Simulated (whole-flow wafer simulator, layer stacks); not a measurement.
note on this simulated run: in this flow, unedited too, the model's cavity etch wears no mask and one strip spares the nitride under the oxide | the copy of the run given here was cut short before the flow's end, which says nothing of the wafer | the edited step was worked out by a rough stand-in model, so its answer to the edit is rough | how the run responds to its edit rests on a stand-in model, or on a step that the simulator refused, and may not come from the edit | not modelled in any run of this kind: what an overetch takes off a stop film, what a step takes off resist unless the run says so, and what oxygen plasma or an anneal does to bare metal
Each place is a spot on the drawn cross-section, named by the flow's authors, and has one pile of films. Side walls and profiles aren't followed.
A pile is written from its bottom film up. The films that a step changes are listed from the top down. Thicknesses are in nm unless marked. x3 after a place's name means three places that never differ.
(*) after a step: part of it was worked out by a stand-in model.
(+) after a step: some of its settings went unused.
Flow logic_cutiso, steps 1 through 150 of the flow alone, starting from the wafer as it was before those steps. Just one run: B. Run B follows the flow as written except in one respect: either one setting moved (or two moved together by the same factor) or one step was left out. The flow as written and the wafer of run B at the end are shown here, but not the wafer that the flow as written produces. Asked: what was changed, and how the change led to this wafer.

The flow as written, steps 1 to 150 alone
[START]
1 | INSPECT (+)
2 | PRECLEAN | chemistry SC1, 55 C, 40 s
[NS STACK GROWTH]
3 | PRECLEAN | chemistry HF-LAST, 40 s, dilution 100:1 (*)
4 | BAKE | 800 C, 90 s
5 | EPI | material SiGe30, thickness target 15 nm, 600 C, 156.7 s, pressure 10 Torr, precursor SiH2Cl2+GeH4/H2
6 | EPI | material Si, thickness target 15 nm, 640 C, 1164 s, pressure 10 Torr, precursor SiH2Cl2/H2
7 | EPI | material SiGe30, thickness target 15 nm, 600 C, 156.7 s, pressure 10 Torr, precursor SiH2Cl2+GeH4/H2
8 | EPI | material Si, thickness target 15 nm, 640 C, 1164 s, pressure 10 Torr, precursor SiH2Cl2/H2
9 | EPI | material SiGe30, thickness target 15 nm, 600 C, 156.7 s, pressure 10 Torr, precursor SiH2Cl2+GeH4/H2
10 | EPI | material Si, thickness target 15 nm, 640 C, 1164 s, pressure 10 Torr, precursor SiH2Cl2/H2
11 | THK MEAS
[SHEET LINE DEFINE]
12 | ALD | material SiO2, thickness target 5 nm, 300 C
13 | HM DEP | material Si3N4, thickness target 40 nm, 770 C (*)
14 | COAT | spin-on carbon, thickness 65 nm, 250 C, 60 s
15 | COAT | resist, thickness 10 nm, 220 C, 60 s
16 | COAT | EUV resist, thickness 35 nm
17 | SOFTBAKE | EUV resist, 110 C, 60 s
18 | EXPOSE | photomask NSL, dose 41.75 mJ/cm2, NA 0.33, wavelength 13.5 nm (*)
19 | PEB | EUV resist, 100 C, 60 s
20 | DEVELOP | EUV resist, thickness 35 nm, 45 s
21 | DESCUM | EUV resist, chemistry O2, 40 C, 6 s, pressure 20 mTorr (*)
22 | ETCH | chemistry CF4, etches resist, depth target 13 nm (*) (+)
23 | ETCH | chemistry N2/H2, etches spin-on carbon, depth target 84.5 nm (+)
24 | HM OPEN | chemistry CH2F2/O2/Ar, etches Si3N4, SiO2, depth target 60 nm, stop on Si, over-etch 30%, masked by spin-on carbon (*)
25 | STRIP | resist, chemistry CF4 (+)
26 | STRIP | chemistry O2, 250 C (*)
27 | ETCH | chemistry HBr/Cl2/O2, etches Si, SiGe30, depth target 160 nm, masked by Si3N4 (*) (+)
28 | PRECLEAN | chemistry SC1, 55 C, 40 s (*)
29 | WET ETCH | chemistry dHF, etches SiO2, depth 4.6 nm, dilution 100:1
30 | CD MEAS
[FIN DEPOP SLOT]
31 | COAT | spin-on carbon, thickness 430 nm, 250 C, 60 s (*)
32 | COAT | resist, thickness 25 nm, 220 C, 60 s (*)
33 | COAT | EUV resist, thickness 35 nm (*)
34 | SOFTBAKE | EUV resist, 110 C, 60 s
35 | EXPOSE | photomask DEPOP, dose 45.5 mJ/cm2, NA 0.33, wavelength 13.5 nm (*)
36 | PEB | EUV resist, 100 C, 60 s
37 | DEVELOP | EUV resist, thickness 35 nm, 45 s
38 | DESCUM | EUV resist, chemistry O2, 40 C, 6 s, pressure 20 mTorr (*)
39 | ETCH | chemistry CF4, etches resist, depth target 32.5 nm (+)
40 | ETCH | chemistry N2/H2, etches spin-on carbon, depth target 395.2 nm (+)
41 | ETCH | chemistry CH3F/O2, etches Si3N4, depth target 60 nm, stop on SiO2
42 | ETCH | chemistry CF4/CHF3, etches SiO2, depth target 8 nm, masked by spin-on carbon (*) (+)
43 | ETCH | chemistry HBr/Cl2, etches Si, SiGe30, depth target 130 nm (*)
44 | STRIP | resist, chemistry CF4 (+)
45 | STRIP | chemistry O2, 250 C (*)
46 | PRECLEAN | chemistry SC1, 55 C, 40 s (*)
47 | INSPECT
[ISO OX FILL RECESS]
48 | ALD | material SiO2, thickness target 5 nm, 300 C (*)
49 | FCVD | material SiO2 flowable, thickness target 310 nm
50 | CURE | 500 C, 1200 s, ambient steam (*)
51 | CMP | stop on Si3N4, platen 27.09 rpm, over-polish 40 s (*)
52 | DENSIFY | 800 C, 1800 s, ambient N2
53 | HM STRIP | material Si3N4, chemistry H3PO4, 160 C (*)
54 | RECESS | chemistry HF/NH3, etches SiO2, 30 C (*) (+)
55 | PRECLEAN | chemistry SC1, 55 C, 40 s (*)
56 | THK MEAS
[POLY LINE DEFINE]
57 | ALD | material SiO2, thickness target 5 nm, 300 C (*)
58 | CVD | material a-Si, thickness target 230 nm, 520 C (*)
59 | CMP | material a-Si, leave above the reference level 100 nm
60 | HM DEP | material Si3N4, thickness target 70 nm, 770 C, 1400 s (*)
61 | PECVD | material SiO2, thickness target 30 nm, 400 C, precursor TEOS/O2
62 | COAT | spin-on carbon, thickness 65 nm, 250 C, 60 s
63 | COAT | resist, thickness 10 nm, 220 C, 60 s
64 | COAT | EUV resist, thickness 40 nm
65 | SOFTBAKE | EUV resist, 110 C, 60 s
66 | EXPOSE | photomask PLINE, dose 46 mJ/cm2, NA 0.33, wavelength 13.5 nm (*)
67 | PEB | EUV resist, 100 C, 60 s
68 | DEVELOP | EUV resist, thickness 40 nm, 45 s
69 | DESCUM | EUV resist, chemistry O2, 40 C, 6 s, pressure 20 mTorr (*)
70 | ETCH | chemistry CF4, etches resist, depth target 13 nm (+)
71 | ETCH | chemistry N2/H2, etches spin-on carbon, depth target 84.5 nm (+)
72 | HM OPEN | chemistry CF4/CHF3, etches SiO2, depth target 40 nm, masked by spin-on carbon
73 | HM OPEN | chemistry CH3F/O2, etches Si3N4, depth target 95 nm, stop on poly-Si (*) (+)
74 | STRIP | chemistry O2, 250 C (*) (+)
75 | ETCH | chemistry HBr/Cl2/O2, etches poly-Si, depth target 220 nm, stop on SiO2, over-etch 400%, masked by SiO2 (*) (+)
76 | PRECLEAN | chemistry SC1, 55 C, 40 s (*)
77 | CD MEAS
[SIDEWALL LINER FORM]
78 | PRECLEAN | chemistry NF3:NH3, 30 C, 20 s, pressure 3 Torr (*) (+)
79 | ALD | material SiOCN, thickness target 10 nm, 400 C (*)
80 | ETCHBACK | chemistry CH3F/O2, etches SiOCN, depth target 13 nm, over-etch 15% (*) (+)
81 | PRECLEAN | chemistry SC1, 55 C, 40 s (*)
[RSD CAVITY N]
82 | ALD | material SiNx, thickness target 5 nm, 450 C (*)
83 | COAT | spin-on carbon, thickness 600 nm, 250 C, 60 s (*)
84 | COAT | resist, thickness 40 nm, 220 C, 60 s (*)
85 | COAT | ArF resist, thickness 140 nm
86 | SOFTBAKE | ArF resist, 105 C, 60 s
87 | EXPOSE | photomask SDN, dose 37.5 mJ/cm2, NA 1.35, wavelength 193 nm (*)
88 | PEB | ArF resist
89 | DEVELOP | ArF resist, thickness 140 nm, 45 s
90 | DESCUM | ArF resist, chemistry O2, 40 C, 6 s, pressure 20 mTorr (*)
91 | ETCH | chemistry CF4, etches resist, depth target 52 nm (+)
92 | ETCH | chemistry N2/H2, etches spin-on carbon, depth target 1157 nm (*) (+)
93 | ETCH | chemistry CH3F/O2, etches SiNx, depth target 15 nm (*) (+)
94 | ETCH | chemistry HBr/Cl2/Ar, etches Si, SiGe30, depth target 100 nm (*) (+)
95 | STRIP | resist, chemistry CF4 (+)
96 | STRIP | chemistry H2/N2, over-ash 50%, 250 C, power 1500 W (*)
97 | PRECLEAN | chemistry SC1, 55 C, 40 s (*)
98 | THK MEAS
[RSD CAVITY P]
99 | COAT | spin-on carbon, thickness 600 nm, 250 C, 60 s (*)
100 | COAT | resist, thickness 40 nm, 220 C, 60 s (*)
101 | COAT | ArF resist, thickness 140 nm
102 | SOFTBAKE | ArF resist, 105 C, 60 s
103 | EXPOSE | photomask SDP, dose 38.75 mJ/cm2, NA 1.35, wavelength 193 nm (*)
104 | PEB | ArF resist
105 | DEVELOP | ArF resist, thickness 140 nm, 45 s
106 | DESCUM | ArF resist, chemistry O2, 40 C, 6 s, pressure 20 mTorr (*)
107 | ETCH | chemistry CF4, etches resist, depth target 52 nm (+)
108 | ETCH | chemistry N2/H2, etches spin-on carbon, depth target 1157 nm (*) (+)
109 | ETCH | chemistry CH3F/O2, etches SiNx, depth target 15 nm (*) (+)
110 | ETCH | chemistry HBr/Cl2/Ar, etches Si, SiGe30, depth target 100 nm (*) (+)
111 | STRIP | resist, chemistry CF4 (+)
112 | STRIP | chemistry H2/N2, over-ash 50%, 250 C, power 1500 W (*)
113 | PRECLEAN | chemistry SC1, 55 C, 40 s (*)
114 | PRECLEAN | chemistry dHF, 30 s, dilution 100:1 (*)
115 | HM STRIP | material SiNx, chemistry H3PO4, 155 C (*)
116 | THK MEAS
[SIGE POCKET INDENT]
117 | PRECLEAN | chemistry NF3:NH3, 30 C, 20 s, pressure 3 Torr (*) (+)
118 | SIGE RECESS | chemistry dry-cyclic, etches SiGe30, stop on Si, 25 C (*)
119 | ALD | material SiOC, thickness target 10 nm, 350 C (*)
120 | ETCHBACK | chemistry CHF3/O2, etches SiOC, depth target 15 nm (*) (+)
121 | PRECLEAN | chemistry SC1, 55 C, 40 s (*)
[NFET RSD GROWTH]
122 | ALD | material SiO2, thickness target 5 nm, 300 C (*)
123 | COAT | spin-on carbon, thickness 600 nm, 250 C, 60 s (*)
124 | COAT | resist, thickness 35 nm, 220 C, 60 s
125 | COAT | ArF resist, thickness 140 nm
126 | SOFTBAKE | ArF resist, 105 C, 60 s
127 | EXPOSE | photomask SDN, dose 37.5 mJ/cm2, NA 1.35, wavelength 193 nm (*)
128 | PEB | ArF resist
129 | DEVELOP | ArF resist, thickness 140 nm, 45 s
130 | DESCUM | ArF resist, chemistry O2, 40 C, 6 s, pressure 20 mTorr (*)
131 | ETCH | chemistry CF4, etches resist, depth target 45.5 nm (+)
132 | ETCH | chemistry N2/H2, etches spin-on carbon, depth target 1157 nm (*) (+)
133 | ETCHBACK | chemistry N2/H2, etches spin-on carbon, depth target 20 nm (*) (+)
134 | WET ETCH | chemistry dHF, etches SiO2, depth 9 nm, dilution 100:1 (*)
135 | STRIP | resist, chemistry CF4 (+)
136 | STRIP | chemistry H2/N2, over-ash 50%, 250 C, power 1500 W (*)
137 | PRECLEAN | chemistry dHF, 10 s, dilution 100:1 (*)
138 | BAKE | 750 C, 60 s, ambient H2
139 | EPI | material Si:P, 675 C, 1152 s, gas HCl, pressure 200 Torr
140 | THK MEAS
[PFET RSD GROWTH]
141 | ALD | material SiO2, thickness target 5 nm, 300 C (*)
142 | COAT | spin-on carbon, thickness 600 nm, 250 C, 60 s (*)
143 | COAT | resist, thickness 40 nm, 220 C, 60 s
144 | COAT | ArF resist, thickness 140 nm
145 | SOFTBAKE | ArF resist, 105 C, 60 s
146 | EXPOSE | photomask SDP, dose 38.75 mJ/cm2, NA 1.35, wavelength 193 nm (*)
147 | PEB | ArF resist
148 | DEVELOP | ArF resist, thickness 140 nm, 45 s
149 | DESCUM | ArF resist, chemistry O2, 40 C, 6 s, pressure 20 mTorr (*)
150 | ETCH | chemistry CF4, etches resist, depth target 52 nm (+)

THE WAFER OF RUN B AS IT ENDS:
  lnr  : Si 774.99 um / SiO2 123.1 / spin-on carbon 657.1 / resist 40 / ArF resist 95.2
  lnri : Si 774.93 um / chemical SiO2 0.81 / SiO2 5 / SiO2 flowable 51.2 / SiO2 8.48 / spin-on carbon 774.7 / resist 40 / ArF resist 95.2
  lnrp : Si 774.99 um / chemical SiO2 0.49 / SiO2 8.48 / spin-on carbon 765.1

The reason: step 79, ALD: thickness target 5 nm was run, though the flow has thickness target 10 nm.

Step by step, how the change led to this:
  79 | ALD | material SiOCN, thickness target 10 nm, 400 C (*)
      depop, dpovl, gfld and 19 more: +5 SiOCN (new film) (it would be, as written: +10 SiOCN (new film))
  80 | ETCHBACK | chemistry CH3F/O2, etches SiOCN, depth target 13 nm, over-etch 15% (*) (+)
      lnr, lnrp, lnrt: -5 SiOCN (all of it), -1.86 Si (it would be, as written: +175.1 SiOCN)
      lnri: -5 SiOCN (all of it), -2 SiO2 flowable (it would be, as written: +271.9 SiOCN)
      (also at 18 further places)
  83 | COAT | spin-on carbon, thickness 600 nm, 250 C, 60 s (*)
      gl, glp, plug, tap: +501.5 spin-on carbon (new film) (it would be, as written: +528.7 spin-on carbon (new film))
      rsdn, rsdw, rsdx: +689.2 spin-on carbon (new film) (it would be, as written: +716.5 spin-on carbon (new film))
      (also at 10 further places)
  92 | ETCH | chemistry N2/H2, etches spin-on carbon, depth target 1157 nm (*) (+)
      gl, tap: -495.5 spin-on carbon (all of it), -5 SiNx (all of it), -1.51 SiO2 (it would be, as written: -522.7 spin-on carbon (all of it), -2.88 SiNx)
      gxn: -495.4 spin-on carbon (all of it), -5 SiNx (all of it), -1.51 SiO2 (it would be, as written: -522.7 spin-on carbon (all of it), -2.88 SiNx)
      (also at 19 further places)
  93 | ETCH | chemistry CH3F/O2, etches SiNx, depth target 15 nm (*) (+)
      gl, gxn, tap: -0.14 SiO2 (it would be, as written: -2.12 SiNx (all of it), -0.17 SiO2)
      lnr, lnrt: -1.29 SiNx (all of it), -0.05 chemical SiO2 (it would be, as written: -2.15 SiNx (all of it), -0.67 SiOCN)
      (also at 2 further places)
  94 | ETCH | chemistry HBr/Cl2/Ar, etches Si, SiGe30, depth target 100 nm (*) (+)
      lnr, lnrt: -0.44 chemical SiO2 (all of it), -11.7 Si (all of it), -15 SiGe30 (all of it), -15 Si (all of it), -15 SiGe30 (all of it), -15 Si (all of it), -15 SiGe30 (all of it), -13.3 Si (it would be, as written: nothing)
      rsdn, rsdx: -0.44 chemical SiO2 (all of it), -11.7 Si (all of it), -15 SiGe30 (all of it), -15 Si (all of it), -15 SiGe30 (all of it), -15 Si (all of it), -15 SiGe30 (all of it), -13.3 Si (it would be, as written: -0.49 chemical SiO2 (all of it), -12.8 Si (all of it), -15 SiGe30 (all of it), -15 Si (all of it), -15 SiGe30 (all of it), -15 Si (all of it), -15 SiGe30 (all of it), -12.2 Si)
  95 | STRIP | resist, chemistry CF4 (+)
      depop, dpovl, isow, ns, nsgap: -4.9 resist (all of it) (it would be, as written: -13 resist (all of it))
      gfld, iso, lnri: -4.98 resist (all of it) (it would be, as written: -13 resist (all of it))
      (also at 7 further places)
  96 | STRIP | chemistry H2/N2, over-ash 50%, 250 C, power 1500 W (*)
      gfld, gxf: -501.4 spin-on carbon (all of it) (it would be, as written: -528.6 spin-on carbon (all of it))
      glp, plug: -501.5 spin-on carbon (all of it) (it would be, as written: -528.7 spin-on carbon (all of it))
      (also at 6 further places)
  99 | COAT | spin-on carbon, thickness 600 nm, 250 C, 60 s (*)
      gfld, plug: +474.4 spin-on carbon (new film) (it would be, as written: +509.8 spin-on carbon (new film))
      glp, gxp: +474.5 spin-on carbon (new film) (it would be, as written: +509.9 spin-on carbon (new film))
      (also at 13 further places)
  108 | ETCH | chemistry N2/H2, etches spin-on carbon, depth target 1157 nm (*) (+)
      glp: -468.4 spin-on carbon (all of it), -5 SiNx (all of it), -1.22 SiO2 (it would be, as written: -503.9 spin-on carbon (all of it), -2.78 SiNx)
      gxp: -468.4 spin-on carbon (all of it), -5 SiNx (all of it), -1.23 SiO2 (it would be, as written: -503.9 spin-on carbon (all of it), -2.78 SiNx)
      (also at 20 further places)
  109 | ETCH | chemistry CH3F/O2, etches SiNx, depth target 15 nm (*) (+)
      glp, gxp: -0.16 SiO2 (it would be, as written: -2.22 SiNx (all of it), -0.17 SiO2)
      rsdp, rsdw: -1.43 SiNx (all of it), -0.06 chemical SiO2 (it would be, as written: -4.26 SiNx (all of it))
      (also at 1 further place)
  110 | ETCH | chemistry HBr/Cl2/Ar, etches Si, SiGe30, depth target 100 nm (*) (+)
      lnrp: -0.43 chemical SiO2 (all of it), -11.7 Si (all of it), -15 SiGe30 (all of it), -15 Si (all of it), -15 SiGe30 (all of it), -15 Si (all of it), -15 SiGe30 (all of it), -13.3 Si (it would be, as written: nothing)
      rsdp, rsdw: -0.43 chemical SiO2 (all of it), -11.7 Si (all of it), -15 SiGe30 (all of it), -15 Si (all of it), -15 SiGe30 (all of it), -15 Si (all of it), -15 SiGe30 (all of it), -13.3 Si (it would be, as written: -0.49 chemical SiO2 (all of it), -12.8 Si (all of it), -15 SiGe30 (all of it), -15 Si (all of it), -15 SiGe30 (all of it), -15 Si (all of it), -15 SiGe30 (all of it), -12.2 Si)
  111 | STRIP | resist, chemistry CF4 (+)
      depop, dpovl, gfld, isow, ns, nsgap: -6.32 resist (all of it) (it would be, as written: -14 resist (all of it))
      gl, rsdx: -6.44 resist (all of it) (it would be, as written: -14.1 resist (all of it))
      (also at 9 further places)
  112 | STRIP | chemistry H2/N2, over-ash 50%, 250 C, power 1500 W (*)
      gfld, plug: -474.4 spin-on carbon (all of it) (it would be, as written: -509.8 spin-on carbon (all of it))
      lnr, lnrt: -767.3 spin-on carbon (all of it) (it would be, as written: -517.6 spin-on carbon (all of it))
      (also at 8 further places)
  114 | PRECLEAN | chemistry dHF, 30 s, dilution 100:1 (*)
      lnr, lnrt: -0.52 chemical SiO2 (all of it) (it would be, as written: -0.49 SiOCN)
  115 | HM STRIP | material SiNx, chemistry H3PO4, 155 C (*)
      lnr, lnrp, lnrt: +0.5 chemical SiO2 (new film), -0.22 Si (it would be, as written: -0.58 SiOCN)
  ... 12 further steps ...
  142 | COAT | spin-on carbon, thickness 600 nm, 250 C, 60 s (*)
      gfld, gxf, plug: +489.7 spin-on carbon (new film) (it would be, as written: +525.3 spin-on carbon (new film))
      gl, tap: +511.5 spin-on carbon (new film) (it would be, as written: +547.8 spin-on carbon (new film))
      (also at 12 further places)
